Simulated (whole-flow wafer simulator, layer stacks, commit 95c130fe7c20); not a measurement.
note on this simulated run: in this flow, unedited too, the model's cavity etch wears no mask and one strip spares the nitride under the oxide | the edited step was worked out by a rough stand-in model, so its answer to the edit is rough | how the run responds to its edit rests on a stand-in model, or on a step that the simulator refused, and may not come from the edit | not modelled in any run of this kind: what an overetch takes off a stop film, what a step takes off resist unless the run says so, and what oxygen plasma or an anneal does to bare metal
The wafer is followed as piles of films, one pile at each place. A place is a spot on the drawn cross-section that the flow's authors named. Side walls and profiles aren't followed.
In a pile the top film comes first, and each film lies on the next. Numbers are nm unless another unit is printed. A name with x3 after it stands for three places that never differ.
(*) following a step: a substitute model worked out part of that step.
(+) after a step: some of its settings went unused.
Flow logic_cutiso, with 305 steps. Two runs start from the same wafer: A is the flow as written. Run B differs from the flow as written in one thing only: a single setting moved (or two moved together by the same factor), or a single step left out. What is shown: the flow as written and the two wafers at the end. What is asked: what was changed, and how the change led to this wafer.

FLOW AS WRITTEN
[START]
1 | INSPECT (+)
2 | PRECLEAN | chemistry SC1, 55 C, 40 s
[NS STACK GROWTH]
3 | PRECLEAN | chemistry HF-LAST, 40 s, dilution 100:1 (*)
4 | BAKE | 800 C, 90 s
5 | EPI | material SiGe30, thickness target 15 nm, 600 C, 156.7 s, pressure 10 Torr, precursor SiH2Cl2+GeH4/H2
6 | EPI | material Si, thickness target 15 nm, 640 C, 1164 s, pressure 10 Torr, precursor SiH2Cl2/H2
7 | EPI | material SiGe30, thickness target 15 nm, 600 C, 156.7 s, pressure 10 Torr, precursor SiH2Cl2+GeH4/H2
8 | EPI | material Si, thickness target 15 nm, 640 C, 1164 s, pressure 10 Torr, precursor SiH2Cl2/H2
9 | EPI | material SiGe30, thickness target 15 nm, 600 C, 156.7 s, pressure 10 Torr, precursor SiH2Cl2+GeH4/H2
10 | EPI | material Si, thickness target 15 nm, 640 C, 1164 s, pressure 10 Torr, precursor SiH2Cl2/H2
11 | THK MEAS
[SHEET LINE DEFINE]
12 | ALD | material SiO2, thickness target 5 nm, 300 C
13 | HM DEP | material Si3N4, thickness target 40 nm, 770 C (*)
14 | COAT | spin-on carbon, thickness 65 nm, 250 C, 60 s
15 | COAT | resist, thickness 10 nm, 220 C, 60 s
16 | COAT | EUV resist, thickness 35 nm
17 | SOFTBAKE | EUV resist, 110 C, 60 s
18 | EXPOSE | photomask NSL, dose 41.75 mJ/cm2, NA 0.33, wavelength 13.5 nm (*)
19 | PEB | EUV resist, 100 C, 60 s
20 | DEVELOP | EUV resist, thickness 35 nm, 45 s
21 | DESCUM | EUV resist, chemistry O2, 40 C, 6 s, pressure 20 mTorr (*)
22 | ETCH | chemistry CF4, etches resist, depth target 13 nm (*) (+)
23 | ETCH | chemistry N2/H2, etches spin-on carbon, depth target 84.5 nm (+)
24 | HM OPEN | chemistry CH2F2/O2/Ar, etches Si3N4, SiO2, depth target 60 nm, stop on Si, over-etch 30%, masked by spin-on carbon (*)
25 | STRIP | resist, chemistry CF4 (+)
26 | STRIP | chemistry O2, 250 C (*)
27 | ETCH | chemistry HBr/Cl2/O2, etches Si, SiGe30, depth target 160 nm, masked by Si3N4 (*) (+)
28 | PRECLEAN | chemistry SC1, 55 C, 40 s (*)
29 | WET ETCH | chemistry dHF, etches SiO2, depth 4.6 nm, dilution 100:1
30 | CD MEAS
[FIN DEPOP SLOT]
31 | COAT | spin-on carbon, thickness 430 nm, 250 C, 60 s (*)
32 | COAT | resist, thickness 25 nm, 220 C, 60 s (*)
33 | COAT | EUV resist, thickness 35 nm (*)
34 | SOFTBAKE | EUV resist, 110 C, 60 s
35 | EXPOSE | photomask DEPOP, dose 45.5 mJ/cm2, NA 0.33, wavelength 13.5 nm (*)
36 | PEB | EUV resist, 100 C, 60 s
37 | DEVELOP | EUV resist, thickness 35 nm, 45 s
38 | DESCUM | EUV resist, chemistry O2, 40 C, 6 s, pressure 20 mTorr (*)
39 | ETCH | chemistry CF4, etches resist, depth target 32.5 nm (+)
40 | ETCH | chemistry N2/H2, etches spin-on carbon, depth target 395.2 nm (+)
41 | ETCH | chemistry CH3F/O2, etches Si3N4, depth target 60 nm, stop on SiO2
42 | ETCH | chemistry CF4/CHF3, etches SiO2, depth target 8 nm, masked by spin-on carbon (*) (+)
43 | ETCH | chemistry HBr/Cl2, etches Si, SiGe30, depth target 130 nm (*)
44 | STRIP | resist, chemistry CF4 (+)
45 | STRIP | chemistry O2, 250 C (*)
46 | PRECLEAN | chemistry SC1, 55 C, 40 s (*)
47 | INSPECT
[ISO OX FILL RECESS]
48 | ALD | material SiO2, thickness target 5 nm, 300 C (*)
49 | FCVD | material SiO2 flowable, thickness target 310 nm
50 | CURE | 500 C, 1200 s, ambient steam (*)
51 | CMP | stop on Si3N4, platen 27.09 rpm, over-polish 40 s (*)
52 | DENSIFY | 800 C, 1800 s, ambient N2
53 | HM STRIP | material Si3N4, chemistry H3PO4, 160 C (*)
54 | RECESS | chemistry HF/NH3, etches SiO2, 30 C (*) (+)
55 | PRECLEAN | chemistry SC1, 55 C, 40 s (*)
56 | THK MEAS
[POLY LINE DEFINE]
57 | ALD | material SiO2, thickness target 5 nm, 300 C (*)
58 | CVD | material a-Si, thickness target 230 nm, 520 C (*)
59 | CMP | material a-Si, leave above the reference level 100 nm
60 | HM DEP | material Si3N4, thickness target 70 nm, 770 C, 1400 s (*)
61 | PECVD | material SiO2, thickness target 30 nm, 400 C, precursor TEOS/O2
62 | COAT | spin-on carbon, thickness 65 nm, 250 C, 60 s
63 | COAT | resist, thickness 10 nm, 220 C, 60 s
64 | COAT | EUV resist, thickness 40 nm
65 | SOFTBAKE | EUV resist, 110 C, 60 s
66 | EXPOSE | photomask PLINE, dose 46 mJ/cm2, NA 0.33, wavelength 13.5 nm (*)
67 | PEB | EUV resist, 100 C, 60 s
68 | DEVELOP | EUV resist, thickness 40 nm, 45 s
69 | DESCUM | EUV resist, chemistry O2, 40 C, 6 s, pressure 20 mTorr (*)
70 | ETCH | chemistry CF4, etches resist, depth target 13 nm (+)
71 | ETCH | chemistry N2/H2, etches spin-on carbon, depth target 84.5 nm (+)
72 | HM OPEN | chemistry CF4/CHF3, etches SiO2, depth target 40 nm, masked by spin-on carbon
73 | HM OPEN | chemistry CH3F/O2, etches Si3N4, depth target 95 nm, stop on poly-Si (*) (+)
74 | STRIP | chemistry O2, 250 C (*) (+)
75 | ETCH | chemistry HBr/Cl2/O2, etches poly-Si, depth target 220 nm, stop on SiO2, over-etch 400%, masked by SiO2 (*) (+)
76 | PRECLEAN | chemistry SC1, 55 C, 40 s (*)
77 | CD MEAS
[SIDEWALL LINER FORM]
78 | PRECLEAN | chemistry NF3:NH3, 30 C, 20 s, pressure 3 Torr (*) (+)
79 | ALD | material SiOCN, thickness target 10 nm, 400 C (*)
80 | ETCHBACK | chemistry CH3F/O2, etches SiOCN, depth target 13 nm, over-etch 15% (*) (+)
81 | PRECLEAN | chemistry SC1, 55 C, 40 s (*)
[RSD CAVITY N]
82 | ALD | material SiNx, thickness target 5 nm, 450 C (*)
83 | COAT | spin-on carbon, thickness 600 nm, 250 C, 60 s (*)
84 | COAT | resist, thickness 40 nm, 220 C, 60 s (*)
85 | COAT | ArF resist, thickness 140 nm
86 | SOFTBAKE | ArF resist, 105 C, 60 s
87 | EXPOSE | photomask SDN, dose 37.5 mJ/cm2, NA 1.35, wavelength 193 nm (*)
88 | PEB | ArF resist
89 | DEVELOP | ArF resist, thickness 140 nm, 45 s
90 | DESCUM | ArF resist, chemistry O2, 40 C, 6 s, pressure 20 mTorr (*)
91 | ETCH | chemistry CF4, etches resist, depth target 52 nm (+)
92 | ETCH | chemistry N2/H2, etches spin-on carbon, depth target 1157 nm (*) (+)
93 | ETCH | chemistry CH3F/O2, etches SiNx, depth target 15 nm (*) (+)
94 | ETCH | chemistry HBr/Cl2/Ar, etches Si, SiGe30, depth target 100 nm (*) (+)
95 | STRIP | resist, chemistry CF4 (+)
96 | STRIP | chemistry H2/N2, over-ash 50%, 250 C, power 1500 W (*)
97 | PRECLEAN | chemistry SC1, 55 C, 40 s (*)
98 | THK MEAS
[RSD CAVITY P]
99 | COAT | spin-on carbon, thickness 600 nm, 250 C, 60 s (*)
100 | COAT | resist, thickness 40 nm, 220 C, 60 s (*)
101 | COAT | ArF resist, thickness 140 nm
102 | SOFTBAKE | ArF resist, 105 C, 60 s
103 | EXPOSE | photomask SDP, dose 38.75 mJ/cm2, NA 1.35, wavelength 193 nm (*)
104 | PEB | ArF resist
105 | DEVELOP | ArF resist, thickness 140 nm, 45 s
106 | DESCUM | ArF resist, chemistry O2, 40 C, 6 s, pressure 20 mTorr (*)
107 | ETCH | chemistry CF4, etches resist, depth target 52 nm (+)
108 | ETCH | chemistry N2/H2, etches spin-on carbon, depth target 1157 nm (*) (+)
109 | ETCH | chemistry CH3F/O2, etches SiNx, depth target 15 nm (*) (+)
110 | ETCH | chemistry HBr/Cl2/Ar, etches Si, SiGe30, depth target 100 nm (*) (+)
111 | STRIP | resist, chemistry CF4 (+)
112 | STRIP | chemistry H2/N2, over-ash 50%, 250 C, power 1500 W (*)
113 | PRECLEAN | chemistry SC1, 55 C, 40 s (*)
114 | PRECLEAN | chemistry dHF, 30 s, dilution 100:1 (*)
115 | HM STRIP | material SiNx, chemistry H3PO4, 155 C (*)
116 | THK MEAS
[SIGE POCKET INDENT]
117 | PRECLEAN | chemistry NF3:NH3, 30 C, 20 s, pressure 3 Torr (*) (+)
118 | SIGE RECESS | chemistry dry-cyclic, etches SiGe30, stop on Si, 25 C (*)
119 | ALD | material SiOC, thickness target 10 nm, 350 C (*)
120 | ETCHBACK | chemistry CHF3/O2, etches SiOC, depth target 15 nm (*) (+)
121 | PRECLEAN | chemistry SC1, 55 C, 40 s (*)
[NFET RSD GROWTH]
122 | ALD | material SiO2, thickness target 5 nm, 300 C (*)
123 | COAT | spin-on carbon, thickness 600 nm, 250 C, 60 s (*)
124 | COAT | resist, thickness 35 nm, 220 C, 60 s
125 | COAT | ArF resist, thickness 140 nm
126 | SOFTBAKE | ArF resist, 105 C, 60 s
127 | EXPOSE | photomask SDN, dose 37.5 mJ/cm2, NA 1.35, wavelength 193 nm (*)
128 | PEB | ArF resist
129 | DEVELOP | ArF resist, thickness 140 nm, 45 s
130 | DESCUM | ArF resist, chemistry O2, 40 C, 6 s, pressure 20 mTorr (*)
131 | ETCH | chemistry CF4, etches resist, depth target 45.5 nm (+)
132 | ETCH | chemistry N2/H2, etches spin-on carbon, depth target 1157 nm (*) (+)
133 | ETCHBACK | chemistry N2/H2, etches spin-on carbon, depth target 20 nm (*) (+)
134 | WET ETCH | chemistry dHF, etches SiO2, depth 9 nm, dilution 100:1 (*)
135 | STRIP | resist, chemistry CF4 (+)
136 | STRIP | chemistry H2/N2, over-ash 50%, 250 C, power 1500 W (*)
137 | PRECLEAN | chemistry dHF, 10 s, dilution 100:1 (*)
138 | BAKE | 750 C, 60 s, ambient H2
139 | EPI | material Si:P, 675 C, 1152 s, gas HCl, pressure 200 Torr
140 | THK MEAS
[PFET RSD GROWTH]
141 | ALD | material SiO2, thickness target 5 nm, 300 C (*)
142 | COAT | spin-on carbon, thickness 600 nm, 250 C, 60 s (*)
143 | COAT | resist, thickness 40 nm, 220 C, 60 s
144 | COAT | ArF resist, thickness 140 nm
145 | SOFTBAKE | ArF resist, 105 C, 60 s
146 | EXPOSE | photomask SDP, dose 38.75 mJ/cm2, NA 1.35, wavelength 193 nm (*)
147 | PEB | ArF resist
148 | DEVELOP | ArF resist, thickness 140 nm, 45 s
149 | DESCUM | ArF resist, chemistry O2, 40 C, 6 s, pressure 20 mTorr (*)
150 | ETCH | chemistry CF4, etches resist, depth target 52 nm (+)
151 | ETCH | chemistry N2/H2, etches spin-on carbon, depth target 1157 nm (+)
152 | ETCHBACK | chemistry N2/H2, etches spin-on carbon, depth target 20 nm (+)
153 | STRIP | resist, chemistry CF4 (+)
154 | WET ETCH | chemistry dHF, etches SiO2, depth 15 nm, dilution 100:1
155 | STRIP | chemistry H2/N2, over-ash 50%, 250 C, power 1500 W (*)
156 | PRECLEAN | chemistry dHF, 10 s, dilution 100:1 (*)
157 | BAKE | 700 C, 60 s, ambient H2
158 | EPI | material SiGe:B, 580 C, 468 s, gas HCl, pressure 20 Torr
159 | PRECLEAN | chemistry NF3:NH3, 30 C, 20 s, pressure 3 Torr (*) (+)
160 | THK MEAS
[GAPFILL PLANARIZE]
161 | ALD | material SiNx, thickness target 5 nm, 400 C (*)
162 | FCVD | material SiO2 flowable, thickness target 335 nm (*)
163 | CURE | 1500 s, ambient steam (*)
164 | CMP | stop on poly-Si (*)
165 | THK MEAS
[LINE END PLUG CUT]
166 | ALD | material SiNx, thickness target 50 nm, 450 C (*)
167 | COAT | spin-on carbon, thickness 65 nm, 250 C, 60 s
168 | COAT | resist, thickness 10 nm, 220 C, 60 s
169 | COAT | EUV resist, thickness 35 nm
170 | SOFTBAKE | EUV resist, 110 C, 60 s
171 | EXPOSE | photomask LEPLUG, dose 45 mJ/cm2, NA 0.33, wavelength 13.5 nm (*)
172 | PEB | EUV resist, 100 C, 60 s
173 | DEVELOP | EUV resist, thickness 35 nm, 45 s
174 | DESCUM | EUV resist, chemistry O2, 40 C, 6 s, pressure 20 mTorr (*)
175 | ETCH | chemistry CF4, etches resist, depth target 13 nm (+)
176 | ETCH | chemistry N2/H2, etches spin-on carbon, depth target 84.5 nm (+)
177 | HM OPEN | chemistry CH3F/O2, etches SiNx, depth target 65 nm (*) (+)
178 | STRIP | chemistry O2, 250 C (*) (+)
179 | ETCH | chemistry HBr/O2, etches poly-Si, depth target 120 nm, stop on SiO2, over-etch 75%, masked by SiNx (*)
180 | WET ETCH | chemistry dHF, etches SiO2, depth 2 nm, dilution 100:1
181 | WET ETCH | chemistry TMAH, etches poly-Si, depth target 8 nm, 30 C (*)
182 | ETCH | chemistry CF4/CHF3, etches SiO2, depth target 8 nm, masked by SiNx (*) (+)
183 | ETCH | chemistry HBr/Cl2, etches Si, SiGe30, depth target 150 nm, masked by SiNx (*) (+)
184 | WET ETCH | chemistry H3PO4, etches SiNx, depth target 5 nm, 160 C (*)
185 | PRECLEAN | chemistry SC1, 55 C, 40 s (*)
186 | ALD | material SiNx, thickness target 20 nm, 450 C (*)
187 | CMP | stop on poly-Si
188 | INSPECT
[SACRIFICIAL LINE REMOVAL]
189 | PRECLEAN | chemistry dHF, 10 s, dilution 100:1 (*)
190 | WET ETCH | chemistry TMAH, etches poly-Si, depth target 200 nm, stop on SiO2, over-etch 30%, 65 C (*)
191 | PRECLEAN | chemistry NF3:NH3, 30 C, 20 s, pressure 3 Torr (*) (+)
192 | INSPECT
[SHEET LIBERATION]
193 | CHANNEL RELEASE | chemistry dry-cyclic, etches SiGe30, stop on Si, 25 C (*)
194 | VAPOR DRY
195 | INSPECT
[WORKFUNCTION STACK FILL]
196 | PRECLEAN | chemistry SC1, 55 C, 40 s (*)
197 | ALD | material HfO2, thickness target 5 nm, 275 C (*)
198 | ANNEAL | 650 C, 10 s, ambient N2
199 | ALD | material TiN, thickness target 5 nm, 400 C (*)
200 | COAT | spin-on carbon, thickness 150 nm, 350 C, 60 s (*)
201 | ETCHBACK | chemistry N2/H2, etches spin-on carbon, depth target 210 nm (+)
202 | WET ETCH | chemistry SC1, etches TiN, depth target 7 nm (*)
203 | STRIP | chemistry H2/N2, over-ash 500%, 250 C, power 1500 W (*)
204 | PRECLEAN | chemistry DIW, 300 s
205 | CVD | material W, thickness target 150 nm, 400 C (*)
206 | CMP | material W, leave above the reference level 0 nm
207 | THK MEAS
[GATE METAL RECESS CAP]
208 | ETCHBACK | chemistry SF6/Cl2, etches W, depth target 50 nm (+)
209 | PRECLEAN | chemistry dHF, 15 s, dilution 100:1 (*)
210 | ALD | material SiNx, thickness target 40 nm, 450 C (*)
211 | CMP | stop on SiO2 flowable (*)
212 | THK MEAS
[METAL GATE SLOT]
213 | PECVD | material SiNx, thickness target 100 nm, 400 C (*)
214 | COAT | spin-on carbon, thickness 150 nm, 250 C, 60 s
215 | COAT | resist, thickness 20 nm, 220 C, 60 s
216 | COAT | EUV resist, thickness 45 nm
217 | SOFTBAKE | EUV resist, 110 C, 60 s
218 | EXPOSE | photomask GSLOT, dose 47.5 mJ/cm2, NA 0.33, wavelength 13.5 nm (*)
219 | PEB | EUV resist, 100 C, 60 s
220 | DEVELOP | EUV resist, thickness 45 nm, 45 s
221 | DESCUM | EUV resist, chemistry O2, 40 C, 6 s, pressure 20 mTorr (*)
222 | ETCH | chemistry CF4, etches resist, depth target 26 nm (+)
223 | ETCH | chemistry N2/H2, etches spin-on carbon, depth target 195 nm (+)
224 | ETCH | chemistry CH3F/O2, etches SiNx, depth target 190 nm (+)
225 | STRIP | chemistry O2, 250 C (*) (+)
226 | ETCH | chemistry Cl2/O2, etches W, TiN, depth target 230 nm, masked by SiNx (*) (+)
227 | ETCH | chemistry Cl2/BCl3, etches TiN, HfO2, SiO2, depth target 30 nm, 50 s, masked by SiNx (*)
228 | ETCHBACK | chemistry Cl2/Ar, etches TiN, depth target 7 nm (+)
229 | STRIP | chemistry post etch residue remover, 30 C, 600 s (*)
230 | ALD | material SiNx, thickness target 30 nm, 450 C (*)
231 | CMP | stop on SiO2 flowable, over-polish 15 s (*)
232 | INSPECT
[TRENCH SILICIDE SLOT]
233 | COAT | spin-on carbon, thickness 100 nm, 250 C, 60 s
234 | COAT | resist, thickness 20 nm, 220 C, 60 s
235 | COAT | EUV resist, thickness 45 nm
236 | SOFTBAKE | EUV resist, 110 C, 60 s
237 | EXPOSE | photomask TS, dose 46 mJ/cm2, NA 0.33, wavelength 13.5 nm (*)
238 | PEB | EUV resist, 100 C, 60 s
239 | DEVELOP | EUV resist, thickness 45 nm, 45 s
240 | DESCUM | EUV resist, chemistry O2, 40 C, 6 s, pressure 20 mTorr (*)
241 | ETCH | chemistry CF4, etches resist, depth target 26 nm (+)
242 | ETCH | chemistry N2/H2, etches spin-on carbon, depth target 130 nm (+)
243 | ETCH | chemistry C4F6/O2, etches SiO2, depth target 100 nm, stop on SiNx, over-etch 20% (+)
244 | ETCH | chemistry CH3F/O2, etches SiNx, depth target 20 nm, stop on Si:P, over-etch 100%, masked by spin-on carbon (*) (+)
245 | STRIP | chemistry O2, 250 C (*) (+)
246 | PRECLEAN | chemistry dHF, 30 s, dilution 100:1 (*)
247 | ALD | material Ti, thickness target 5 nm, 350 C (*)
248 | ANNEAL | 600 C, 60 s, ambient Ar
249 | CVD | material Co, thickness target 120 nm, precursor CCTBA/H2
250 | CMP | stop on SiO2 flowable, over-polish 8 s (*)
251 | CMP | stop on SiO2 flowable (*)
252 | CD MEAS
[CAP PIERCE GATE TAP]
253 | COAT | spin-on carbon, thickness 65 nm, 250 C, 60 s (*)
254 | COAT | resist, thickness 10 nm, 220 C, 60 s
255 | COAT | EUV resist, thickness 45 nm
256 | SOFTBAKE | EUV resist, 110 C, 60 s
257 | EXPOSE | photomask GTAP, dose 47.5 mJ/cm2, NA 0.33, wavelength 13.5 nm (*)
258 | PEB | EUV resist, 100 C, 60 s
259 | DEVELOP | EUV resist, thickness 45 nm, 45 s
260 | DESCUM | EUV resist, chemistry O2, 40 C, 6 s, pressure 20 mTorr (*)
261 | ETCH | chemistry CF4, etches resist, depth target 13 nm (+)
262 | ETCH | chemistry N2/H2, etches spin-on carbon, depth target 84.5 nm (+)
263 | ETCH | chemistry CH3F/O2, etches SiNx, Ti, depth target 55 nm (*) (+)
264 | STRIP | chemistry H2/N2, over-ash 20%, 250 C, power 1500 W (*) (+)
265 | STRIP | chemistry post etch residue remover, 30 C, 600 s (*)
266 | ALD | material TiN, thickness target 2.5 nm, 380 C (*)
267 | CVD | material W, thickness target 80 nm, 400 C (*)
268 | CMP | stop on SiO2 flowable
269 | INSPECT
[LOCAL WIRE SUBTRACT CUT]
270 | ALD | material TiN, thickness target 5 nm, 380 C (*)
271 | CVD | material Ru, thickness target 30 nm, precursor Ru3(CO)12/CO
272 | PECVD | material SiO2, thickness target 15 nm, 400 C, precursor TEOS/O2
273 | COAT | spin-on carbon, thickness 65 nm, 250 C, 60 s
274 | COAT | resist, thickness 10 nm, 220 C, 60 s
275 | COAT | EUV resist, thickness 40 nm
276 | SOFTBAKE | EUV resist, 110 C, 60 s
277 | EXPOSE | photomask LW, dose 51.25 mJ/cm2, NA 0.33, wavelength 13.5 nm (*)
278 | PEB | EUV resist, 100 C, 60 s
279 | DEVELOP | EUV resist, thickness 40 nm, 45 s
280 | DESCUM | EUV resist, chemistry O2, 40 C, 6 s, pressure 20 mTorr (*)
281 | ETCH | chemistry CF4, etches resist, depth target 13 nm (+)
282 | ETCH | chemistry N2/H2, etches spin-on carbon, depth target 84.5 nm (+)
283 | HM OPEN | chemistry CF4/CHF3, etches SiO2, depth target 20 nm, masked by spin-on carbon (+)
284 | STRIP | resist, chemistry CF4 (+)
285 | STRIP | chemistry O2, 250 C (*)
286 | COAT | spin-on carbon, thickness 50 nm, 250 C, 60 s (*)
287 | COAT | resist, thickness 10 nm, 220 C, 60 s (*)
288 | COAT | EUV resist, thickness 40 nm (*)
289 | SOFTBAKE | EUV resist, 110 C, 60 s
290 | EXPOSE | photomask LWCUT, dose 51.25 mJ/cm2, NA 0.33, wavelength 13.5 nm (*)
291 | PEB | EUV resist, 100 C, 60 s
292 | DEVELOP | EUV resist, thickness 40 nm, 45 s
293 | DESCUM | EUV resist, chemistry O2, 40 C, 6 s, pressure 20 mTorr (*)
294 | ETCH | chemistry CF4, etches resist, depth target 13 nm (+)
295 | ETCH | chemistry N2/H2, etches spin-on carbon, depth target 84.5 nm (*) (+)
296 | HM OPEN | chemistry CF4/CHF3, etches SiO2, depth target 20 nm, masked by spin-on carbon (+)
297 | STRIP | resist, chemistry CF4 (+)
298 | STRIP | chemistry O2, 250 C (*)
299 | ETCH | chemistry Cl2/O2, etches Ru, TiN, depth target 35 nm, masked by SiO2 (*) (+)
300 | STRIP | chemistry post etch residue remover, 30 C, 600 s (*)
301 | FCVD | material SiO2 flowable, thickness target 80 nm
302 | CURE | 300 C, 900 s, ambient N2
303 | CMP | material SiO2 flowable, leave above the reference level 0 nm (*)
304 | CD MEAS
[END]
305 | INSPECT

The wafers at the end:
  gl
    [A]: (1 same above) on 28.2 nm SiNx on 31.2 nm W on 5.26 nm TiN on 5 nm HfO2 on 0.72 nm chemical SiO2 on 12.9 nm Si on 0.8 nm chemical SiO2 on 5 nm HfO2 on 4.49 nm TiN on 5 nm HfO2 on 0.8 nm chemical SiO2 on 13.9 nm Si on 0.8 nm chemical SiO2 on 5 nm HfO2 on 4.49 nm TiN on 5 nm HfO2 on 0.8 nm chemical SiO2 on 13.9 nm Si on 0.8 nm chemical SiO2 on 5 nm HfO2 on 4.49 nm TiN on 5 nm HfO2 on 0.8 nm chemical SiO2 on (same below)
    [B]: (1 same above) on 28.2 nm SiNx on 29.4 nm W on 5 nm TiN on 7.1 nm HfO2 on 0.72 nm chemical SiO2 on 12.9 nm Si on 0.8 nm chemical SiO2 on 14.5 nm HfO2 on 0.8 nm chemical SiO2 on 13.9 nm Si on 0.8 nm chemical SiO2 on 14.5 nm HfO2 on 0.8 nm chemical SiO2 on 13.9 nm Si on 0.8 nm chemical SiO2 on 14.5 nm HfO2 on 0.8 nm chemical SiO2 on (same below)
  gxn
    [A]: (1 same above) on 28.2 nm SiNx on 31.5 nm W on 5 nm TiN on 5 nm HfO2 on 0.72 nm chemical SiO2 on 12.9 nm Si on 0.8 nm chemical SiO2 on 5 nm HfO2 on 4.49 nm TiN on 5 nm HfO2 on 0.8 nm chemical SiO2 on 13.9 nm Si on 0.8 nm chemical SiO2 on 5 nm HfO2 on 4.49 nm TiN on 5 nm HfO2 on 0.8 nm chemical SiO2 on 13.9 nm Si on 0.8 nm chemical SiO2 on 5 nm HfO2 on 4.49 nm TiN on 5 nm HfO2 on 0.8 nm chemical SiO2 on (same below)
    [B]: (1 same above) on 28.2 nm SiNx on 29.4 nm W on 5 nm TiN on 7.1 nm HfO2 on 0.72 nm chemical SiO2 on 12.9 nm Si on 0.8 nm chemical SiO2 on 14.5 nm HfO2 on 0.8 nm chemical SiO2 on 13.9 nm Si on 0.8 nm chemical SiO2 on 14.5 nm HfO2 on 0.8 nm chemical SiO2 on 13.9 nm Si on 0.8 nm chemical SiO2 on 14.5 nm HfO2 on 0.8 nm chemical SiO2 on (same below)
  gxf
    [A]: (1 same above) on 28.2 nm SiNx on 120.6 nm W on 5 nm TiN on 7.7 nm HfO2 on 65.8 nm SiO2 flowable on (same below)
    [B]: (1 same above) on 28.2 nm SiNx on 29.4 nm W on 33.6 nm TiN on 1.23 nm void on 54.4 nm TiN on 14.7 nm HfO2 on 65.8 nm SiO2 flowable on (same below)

The reason: step 197, ALD: thickness target 7.1 nm was run, whereas the flow has thickness target 5 nm.

How this came from the change, step by step:
  197 | ALD | material HfO2, thickness target 5 nm, 275 C (*)
      gl, glp, gxn, gxp, ns, tap: A HfO2 gains 5 (new film), HfO2 gains 5 (new film), cavity loses 10, HfO2 gains 5 (new film), HfO2 gains 5 (new film), cavity loses 10, HfO2 gains 5 (new film), HfO2 gains 5 (new film), cavity loses 10, HfO2 gains 5 (new film) | B HfO2 gains 7.1 (new film), HfO2 gains 14.5 (new film), cavity loses 14.5 (all of it), HfO2 gains 14.5 (new film), cavity loses 14.5 (all of it), HfO2 gains 14.5 (new film), cavity loses 14.5 (all of it)
      depop, dpovl, gfld and 12 more: A HfO2 gains 5 (new film) | B HfO2 gains 7.1 (new film)
      (also at 1 further place)
  199 | ALD | material TiN, thickness target 5 nm, 400 C (*)
      gl, glp, tap: A TiN gains 5.26 (new film), TiN gains 4.49 (new film), cavity loses 4.49 (all of it), TiN gains 4.49 (new film), cavity loses 4.49 (all of it), TiN gains 4.49 (new film), cavity loses 4.49 (all of it) | B TiN gains 5 (new film)
      gxn, gxp, ns: A TiN gains 5 (new film), TiN gains 4.49 (new film), cavity loses 4.49 (all of it), TiN gains 4.49 (new film), cavity loses 4.49 (all of it), TiN gains 4.49 (new film), cavity loses 4.49 (all of it) | B TiN gains 5 (new film)
      (also at 2 further places)
  200 | COAT | spin-on carbon, thickness 150 nm, 350 C, 60 s (*)
      gl, glp: A spin-on carbon gains 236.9 (new film) | B spin-on carbon gains 242.3 (new film)
      gxn, gxp: A spin-on carbon gains 236.9 (new film) | B spin-on carbon gains 242.2 (new film)
      (also at 14 further places)
  201 | ETCHBACK | chemistry N2/H2, etches spin-on carbon, depth target 210 nm (+)
      lnr, lnrp: A spin-on carbon loses 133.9 (all of it) | B spin-on carbon loses 138.9 (all of it)
      rsdn, rsdw: A spin-on carbon loses 145.8 (all of it) | B spin-on carbon loses 150.9 (all of it)
      (also at 7 further places)
  203 | STRIP | chemistry H2/N2, over-ash 500%, 250 C, power 1500 W (*)
      gxn, gxp: A spin-on carbon loses 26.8 (all of it) | B spin-on carbon loses 32 (all of it)
      gfld: A spin-on carbon loses 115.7 (all of it) | B spin-on carbon loses 123.2 (all of it)
      (also at 4 further places)
  205 | CVD | material W, thickness target 150 nm, 400 C (*)
      gxf: A W gains 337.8 (new film) | B W gains 248.7 (new film)
  206 | CMP | material W, leave above the reference level 0 nm
      lnr, lnri, lnrp, lnrt: A W loses 150 (all of it), HfO2 loses 5 (all of it), SiOCN loses 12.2 | B W loses 150 (all of it), HfO2 loses 7.1 (all of it), SiOCN loses 12.2
      rsdn, rsdp, rsdw, rsdx: A W loses 162.2 (all of it), HfO2 loses 5 (all of it) | B W loses 162.2 (all of it), HfO2 loses 7.1 (all of it)
      (also at 2 further places)
  226 | ETCH | chemistry Cl2/O2, etches W, TiN, depth target 230 nm, masked by SiNx (*) (+)
      gfld: A W loses 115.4 (all of it), TiN loses 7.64 (all of it), HfO2 loses 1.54 | B W loses 115.4 (all of it), TiN loses 5.54 (all of it), HfO2 loses 1.51
  227 | ETCH | chemistry Cl2/BCl3, etches TiN, HfO2, SiO2, depth target 30 nm, 50 s, masked by SiNx (*)
      gfld: A HfO2 loses 3.46 (all of it), SiO2 flowable loses 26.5 | B HfO2 loses 5.59 (all of it), SiO2 flowable loses 24.4
If metal films that touch count as one body, gl has 1 body; the flow as written gives 4 bodies (between them, from the top down: HfO2 5 / chemical SiO2 0.72 / Si 12.9 / chemical SiO2 0.8 / HfO2 5; HfO2 5 / chemical SiO2 0.8 / Si 13.9 / chemical SiO2 0.8 / HfO2 5; HfO2 5 / chemical SiO2 0.8 / Si 13.9 / chemical SiO2 0.8 / HfO2 5).
If metal films that touch count as one body, gxn has 1 body; the flow as written gives 4 bodies (between them, from the top down: HfO2 5 / chemical SiO2 0.72 / Si 12.9 / chemical SiO2 0.8 / HfO2 5; HfO2 5 / chemical SiO2 0.8 / Si 13.9 / chemical SiO2 0.8 / HfO2 5; HfO2 5 / chemical SiO2 0.8 / Si 13.9 / chemical SiO2 0.8 / HfO2 5).
If metal films that touch count as one body, gxf has 2 bodies (between them, from the top down: void 1.23); the flow as written gives 1 body.
